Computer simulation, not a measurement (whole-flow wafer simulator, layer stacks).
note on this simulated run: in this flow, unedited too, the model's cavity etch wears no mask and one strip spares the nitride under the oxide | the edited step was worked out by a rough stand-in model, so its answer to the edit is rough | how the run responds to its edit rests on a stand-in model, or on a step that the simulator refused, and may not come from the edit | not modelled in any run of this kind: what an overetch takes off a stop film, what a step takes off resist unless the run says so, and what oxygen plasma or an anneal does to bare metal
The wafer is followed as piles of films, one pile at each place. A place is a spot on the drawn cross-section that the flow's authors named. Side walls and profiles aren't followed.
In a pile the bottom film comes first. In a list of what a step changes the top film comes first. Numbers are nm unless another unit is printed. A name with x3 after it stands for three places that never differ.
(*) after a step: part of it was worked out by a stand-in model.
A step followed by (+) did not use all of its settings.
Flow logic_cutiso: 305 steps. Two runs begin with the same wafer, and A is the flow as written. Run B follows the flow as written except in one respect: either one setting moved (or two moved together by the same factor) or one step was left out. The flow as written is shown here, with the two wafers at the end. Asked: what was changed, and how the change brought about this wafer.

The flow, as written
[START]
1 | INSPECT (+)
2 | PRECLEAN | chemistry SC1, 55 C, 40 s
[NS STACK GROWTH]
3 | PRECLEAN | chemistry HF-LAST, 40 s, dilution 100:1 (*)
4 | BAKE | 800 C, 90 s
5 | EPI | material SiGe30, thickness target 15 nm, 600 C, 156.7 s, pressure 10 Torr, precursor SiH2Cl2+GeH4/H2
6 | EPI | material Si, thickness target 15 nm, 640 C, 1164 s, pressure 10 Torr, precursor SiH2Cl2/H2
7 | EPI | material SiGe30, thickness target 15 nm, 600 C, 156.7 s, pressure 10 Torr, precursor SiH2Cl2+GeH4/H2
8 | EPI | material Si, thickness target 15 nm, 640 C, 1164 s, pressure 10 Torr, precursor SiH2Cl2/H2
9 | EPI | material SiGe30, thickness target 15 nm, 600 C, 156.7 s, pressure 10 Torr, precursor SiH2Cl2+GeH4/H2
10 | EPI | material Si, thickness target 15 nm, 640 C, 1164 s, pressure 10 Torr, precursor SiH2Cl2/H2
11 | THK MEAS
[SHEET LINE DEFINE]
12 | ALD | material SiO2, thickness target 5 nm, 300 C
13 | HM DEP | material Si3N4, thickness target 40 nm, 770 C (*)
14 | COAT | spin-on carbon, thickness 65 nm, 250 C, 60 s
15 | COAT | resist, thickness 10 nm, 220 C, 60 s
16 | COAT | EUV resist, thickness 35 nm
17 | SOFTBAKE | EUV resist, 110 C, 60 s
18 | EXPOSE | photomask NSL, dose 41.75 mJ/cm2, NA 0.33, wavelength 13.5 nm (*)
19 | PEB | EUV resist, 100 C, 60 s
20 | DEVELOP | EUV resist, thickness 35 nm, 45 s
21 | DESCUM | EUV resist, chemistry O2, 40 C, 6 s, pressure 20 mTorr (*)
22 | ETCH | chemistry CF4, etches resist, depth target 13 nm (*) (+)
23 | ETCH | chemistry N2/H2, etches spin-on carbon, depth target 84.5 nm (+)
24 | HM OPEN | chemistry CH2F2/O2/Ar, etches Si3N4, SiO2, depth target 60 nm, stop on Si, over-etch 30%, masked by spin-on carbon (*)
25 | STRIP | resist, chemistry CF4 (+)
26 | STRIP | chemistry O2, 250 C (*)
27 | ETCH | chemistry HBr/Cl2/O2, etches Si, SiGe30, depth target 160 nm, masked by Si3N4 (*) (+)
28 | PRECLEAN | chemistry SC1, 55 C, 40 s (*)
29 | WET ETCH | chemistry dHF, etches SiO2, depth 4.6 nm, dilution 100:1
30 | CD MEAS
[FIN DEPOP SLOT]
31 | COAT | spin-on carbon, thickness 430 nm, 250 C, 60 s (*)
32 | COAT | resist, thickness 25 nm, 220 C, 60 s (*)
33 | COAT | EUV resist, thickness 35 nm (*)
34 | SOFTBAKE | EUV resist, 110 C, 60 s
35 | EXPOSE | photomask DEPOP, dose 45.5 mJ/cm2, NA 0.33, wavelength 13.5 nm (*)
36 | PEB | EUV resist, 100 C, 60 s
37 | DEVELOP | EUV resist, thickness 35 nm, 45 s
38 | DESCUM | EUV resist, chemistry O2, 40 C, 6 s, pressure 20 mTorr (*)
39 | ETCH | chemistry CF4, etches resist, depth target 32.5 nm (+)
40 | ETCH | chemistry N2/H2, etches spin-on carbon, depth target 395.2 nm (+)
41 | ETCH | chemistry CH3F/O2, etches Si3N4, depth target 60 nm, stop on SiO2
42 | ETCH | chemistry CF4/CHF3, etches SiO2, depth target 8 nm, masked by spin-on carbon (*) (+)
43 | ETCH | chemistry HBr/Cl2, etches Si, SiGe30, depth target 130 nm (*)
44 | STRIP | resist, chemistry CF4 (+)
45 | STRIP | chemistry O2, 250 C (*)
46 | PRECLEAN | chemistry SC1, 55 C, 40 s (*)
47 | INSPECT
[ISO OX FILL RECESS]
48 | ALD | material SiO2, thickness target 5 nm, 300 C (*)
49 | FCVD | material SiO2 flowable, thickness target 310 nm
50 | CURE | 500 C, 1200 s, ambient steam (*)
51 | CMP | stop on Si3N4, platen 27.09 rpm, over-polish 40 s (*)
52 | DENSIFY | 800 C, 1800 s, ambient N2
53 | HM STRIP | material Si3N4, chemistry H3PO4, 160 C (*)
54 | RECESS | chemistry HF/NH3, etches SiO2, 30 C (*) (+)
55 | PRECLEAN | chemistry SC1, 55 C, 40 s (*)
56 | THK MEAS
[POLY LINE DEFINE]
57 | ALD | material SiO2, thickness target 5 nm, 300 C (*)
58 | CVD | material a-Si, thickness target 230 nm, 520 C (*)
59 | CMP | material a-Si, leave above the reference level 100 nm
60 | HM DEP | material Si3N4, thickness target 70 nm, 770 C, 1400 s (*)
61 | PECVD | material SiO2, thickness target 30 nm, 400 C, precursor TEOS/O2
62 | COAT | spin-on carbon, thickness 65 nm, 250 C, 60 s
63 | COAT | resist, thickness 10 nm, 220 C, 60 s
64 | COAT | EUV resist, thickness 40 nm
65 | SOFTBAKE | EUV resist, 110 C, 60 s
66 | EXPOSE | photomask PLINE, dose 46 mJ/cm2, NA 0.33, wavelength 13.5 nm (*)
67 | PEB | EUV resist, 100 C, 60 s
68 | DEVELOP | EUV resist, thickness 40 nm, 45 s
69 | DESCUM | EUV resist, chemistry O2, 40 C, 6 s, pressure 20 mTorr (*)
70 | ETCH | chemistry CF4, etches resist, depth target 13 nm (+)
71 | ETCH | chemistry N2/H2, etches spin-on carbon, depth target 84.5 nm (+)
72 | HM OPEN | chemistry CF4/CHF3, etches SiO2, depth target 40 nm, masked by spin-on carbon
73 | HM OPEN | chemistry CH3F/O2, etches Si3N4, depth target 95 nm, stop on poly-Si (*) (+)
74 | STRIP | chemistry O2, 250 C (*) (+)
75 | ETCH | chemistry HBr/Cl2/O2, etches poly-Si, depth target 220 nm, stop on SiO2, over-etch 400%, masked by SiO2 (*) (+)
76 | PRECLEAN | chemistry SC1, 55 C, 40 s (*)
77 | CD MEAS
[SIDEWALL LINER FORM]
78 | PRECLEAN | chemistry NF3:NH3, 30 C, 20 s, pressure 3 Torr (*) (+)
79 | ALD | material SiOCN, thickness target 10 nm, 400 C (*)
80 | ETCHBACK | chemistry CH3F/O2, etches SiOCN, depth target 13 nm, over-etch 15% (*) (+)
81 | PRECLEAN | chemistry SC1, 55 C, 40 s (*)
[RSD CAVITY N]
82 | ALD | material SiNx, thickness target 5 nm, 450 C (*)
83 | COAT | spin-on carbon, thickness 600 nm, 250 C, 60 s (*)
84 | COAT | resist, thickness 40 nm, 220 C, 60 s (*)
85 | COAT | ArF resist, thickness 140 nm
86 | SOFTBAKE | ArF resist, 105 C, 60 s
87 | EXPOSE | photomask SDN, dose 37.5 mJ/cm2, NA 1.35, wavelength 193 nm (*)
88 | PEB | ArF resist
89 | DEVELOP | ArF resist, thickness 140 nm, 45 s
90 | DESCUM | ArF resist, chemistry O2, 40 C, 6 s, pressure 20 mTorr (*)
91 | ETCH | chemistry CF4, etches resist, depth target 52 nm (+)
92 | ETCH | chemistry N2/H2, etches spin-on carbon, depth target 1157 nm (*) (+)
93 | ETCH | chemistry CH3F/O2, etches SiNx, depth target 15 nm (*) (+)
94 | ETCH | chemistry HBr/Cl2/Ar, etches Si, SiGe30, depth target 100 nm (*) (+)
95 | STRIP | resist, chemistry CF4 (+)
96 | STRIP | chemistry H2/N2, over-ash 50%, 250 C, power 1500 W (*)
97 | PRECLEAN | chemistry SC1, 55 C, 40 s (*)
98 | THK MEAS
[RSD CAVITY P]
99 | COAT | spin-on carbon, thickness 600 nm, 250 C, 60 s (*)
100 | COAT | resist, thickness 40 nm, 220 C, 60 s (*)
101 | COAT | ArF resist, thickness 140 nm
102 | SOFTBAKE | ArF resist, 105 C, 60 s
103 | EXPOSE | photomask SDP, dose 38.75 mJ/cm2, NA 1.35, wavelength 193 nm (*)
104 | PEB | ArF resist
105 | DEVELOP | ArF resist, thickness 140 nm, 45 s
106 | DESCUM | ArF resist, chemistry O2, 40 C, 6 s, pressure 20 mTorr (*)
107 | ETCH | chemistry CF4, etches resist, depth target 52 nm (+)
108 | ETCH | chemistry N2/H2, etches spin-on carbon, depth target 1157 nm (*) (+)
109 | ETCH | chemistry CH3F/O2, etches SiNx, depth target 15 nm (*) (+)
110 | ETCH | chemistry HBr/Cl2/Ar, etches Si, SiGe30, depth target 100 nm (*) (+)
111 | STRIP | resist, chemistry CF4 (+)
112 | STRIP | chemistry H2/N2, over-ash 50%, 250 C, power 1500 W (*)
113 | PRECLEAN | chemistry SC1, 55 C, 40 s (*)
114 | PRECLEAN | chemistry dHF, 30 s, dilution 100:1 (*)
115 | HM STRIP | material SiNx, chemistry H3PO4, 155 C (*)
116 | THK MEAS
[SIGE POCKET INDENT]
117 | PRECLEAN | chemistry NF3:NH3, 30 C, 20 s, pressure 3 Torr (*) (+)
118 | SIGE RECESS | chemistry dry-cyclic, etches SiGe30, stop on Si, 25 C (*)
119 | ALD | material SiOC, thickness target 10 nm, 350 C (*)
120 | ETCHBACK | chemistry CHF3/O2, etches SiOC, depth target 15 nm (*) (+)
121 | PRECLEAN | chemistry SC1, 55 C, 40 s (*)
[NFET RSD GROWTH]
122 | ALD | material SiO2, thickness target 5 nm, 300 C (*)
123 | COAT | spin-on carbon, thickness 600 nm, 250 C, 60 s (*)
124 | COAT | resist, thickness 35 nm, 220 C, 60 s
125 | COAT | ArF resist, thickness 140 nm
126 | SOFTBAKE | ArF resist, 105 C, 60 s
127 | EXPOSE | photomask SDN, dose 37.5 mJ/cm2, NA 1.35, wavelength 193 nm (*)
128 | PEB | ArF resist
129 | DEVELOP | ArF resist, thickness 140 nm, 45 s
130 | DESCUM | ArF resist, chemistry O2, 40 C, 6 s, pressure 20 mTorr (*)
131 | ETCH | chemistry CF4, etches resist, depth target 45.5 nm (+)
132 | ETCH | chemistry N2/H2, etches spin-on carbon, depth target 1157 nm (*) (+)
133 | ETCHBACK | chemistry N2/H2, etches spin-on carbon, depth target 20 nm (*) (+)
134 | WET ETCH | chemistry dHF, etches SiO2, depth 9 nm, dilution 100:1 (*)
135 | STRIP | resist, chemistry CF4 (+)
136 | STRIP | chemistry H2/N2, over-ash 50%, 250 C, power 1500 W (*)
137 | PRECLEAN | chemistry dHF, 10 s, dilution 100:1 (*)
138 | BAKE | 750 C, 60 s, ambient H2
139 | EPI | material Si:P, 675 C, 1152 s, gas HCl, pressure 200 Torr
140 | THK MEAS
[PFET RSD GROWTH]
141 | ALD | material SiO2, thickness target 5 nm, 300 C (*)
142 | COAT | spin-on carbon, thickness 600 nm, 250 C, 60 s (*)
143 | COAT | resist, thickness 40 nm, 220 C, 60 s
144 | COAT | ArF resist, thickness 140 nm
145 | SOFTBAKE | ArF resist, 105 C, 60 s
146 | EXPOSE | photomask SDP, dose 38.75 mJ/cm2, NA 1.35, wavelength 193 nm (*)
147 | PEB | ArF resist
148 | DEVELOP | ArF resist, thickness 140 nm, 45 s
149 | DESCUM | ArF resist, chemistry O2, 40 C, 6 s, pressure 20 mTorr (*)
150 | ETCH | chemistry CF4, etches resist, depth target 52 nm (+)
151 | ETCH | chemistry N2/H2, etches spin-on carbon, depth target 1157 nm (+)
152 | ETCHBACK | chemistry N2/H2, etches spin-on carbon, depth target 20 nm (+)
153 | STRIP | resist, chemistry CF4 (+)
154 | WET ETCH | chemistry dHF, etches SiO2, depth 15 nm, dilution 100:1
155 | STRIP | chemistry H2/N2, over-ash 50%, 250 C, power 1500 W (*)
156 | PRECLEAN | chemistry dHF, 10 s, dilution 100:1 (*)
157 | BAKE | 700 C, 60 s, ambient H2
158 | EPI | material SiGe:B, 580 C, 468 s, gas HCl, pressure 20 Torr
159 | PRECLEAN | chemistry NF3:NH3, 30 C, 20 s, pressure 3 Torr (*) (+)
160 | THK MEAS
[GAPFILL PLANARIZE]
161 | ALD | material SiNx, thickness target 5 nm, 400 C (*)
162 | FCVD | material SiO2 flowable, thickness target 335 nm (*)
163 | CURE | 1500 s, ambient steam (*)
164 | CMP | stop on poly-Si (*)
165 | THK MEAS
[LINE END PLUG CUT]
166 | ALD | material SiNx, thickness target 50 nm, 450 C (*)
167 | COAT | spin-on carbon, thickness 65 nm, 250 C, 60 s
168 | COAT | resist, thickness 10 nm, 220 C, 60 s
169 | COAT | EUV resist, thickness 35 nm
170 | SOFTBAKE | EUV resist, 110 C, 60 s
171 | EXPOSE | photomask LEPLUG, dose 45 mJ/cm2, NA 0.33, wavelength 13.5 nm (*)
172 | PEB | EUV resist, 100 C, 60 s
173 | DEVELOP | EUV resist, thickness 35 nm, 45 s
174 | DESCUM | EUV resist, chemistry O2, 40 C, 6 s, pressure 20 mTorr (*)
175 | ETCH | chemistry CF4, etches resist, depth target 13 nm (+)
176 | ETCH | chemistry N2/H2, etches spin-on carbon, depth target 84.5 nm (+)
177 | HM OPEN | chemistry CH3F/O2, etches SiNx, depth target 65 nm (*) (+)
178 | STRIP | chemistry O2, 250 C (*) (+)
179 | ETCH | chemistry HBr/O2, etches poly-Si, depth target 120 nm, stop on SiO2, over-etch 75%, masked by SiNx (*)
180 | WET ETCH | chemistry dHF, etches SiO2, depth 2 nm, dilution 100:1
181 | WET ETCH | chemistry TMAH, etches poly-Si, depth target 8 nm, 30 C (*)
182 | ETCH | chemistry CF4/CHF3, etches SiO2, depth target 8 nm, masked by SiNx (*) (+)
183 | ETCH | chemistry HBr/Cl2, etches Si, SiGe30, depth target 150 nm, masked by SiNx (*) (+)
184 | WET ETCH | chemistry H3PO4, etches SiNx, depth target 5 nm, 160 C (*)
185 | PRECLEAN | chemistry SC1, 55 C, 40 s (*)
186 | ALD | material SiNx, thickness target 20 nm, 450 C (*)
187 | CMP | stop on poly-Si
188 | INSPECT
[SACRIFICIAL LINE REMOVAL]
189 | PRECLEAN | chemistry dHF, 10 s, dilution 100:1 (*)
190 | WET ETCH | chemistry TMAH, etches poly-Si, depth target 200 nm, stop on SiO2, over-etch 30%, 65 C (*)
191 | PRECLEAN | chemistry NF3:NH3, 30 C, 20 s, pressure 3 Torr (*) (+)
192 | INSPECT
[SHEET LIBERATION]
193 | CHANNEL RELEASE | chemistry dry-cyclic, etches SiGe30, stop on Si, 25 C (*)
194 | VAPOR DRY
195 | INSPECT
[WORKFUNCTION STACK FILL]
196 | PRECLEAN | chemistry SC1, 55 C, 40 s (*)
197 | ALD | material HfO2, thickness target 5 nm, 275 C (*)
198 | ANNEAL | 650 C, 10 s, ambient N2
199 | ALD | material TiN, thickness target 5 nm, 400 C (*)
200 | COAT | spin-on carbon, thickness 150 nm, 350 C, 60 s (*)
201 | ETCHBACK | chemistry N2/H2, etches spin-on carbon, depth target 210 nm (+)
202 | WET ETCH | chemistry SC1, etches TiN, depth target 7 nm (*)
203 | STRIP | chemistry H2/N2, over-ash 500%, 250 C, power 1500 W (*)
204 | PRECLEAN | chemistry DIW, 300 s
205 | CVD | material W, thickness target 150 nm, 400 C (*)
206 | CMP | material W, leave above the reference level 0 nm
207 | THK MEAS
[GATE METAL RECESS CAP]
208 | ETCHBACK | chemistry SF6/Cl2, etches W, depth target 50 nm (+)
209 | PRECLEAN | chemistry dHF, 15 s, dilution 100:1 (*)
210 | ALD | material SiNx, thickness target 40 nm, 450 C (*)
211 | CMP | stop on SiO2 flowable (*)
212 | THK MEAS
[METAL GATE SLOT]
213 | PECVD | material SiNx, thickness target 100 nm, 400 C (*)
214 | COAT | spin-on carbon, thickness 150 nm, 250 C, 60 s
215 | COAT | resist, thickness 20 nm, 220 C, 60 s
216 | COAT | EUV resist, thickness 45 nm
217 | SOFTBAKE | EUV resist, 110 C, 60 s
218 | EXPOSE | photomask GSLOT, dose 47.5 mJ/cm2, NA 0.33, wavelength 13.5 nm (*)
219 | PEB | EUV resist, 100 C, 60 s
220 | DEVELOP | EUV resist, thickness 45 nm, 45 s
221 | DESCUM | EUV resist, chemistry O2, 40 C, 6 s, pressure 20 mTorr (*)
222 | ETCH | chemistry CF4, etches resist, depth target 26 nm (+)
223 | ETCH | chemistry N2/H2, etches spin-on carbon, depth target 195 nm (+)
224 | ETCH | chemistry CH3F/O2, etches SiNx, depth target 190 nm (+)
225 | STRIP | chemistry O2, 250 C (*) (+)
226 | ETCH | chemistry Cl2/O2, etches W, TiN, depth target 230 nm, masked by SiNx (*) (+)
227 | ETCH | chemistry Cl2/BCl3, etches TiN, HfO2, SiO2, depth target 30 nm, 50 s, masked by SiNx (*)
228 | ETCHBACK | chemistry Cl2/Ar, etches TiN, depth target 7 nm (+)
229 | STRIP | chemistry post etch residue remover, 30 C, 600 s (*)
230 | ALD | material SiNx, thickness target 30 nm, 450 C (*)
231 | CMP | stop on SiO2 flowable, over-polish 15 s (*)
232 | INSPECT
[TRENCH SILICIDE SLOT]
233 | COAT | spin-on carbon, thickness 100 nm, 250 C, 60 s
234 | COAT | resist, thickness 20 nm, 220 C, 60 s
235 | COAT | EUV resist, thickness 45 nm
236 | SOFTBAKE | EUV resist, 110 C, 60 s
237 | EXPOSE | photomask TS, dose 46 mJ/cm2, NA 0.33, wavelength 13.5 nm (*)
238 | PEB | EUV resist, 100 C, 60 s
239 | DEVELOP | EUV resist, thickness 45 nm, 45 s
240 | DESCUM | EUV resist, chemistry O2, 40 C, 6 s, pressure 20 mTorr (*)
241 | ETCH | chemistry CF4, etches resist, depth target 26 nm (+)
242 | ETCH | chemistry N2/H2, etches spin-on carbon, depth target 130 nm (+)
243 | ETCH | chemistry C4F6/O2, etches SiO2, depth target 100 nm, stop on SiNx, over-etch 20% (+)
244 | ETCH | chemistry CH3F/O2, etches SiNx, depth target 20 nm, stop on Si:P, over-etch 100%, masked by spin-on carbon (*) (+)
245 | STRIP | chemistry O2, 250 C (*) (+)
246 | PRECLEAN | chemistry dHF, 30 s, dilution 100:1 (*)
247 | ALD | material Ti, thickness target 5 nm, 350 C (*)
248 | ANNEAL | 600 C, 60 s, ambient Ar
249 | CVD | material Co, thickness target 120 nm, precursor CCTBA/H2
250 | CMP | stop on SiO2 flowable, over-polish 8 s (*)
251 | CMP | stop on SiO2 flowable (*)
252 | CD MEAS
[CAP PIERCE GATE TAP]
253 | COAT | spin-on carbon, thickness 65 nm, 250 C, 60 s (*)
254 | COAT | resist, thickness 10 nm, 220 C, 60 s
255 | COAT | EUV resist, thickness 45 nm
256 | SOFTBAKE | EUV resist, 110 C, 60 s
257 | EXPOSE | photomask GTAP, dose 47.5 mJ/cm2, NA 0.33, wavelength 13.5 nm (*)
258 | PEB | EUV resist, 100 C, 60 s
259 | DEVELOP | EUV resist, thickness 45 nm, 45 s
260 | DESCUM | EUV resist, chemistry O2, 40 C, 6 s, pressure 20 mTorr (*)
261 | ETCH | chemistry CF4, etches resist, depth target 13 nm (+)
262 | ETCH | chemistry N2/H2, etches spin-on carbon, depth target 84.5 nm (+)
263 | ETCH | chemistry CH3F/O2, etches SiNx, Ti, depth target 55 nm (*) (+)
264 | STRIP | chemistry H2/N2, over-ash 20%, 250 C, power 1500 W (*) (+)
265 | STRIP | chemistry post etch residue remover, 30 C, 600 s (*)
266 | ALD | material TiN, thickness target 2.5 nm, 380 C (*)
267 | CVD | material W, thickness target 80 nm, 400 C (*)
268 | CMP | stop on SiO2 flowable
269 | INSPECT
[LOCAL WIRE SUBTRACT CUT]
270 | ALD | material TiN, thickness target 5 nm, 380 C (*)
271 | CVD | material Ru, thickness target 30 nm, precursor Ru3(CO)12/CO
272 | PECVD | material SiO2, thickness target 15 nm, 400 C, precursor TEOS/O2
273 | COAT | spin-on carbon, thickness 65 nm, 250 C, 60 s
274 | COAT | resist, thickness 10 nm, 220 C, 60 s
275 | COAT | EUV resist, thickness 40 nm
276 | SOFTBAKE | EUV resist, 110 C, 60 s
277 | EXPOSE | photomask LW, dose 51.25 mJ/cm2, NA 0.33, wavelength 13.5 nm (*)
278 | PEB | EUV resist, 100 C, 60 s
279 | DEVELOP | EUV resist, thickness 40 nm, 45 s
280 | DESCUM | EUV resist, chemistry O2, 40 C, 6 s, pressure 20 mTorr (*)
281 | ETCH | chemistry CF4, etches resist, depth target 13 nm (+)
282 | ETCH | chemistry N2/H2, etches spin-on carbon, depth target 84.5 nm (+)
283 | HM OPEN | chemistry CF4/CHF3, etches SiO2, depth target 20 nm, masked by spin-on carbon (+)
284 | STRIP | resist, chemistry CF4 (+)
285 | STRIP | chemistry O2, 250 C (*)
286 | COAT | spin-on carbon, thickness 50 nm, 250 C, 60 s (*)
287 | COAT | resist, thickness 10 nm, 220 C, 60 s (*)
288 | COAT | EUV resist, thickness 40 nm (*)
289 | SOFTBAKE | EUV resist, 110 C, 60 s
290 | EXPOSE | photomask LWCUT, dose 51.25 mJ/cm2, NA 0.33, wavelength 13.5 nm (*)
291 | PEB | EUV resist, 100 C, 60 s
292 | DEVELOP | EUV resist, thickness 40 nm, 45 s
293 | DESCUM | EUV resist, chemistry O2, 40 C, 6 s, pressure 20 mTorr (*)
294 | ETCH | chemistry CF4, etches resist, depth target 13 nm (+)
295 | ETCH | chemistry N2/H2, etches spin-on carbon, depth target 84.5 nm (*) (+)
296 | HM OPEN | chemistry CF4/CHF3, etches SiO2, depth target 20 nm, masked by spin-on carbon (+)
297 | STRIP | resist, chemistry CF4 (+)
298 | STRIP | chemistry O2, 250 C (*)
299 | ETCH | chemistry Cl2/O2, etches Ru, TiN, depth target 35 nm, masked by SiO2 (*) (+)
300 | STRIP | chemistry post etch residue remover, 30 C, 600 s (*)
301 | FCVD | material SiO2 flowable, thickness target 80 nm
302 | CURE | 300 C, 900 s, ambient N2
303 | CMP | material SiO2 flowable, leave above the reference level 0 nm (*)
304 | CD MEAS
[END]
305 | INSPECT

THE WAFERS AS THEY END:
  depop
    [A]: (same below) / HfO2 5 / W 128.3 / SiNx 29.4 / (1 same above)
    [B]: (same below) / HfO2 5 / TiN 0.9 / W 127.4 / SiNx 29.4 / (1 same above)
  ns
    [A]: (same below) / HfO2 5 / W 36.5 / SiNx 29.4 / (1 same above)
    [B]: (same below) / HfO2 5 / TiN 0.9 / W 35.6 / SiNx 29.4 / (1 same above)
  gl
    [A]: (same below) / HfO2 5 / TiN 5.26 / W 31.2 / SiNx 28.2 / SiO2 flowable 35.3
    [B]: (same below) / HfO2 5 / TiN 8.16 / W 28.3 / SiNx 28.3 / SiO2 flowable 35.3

Cause: step 199, ALD: thickness target 7.9 nm was run, while the flow as written has thickness target 5 nm.

The path from the change to this, step by step:
  199 | ALD | material TiN, thickness target 5 nm, 400 C (*)
      depop, dpovl, iso and 11 more: A +5 TiN (new film) | B +7.9 TiN (new film)
      gl, glp, tap: A +5.26 TiN (new film), +4.49 TiN (new film), -4.49 cavity (all of it), +4.49 TiN (new film), -4.49 cavity (all of it), +4.49 TiN (new film), -4.49 cavity (all of it) | B +8.16 TiN (new film), +4.49 TiN (new film), -4.49 cavity (all of it), +4.49 TiN (new film), -4.49 cavity (all of it), +4.49 TiN (new film), -4.49 cavity (all of it)
      (and at 5 other places as well)
  200 | COAT | spin-on carbon, thickness 150 nm, 350 C, 60 s (*)
      gl, glp: A +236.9 spin-on carbon (new film) | B +243.8 spin-on carbon (new film)
      gxn, gxp: A +236.9 spin-on carbon (new film) | B +243.9 spin-on carbon (new film)
      (and at 18 other places as well)
  201 | ETCHBACK | chemistry N2/H2, etches spin-on carbon, depth target 210 nm (+)
      lnr, lnrp: A -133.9 spin-on carbon (all of it) | B -140.6 spin-on carbon (all of it)
      rsdn, rsdw: A -145.8 spin-on carbon (all of it) | B -152.6 spin-on carbon (all of it)
      (and at 11 other places as well)
  202 | WET ETCH | chemistry SC1, etches TiN, depth target 7 nm (*)
      depop, dpovl, iso and 12 more: A -5 TiN (all of it) | B -7 TiN
  203 | STRIP | chemistry H2/N2, over-ash 500%, 250 C, power 1500 W (*)
      gl, glp: A -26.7 spin-on carbon (all of it) | B -33.6 spin-on carbon (all of it)
      gxn, gxp: A -26.8 spin-on carbon (all of it) | B -33.8 spin-on carbon (all of it)
      (and at 3 other places as well)
  205 | CVD | material W, thickness target 150 nm, 400 C (*)
      gxf: A +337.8 W (new film) | B +246.7 W (new film)
  206 | CMP | material W, leave above the reference level 0 nm
      lnr, lnri, lnrp, lnrt: A -150 W (all of it), -5 HfO2 (all of it), -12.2 SiOCN | B -150 W (all of it), -0.9 TiN (all of it), -5 HfO2 (all of it), -12.2 SiOCN
      rsdn, rsdp, rsdw, rsdx: A -162.2 W (all of it), -5 HfO2 (all of it) | B -162.2 W (all of it), -0.9 TiN (all of it), -5 HfO2 (all of it)
      (and at 2 other places as well)
  226 | ETCH | chemistry Cl2/O2, etches W, TiN, depth target 230 nm, masked by SiNx (*) (+)
      gfld: A -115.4 W (all of it), -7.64 TiN (all of it), -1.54 HfO2 | B -112.5 W (all of it), -10.5 TiN (all of it), -1.54 HfO2
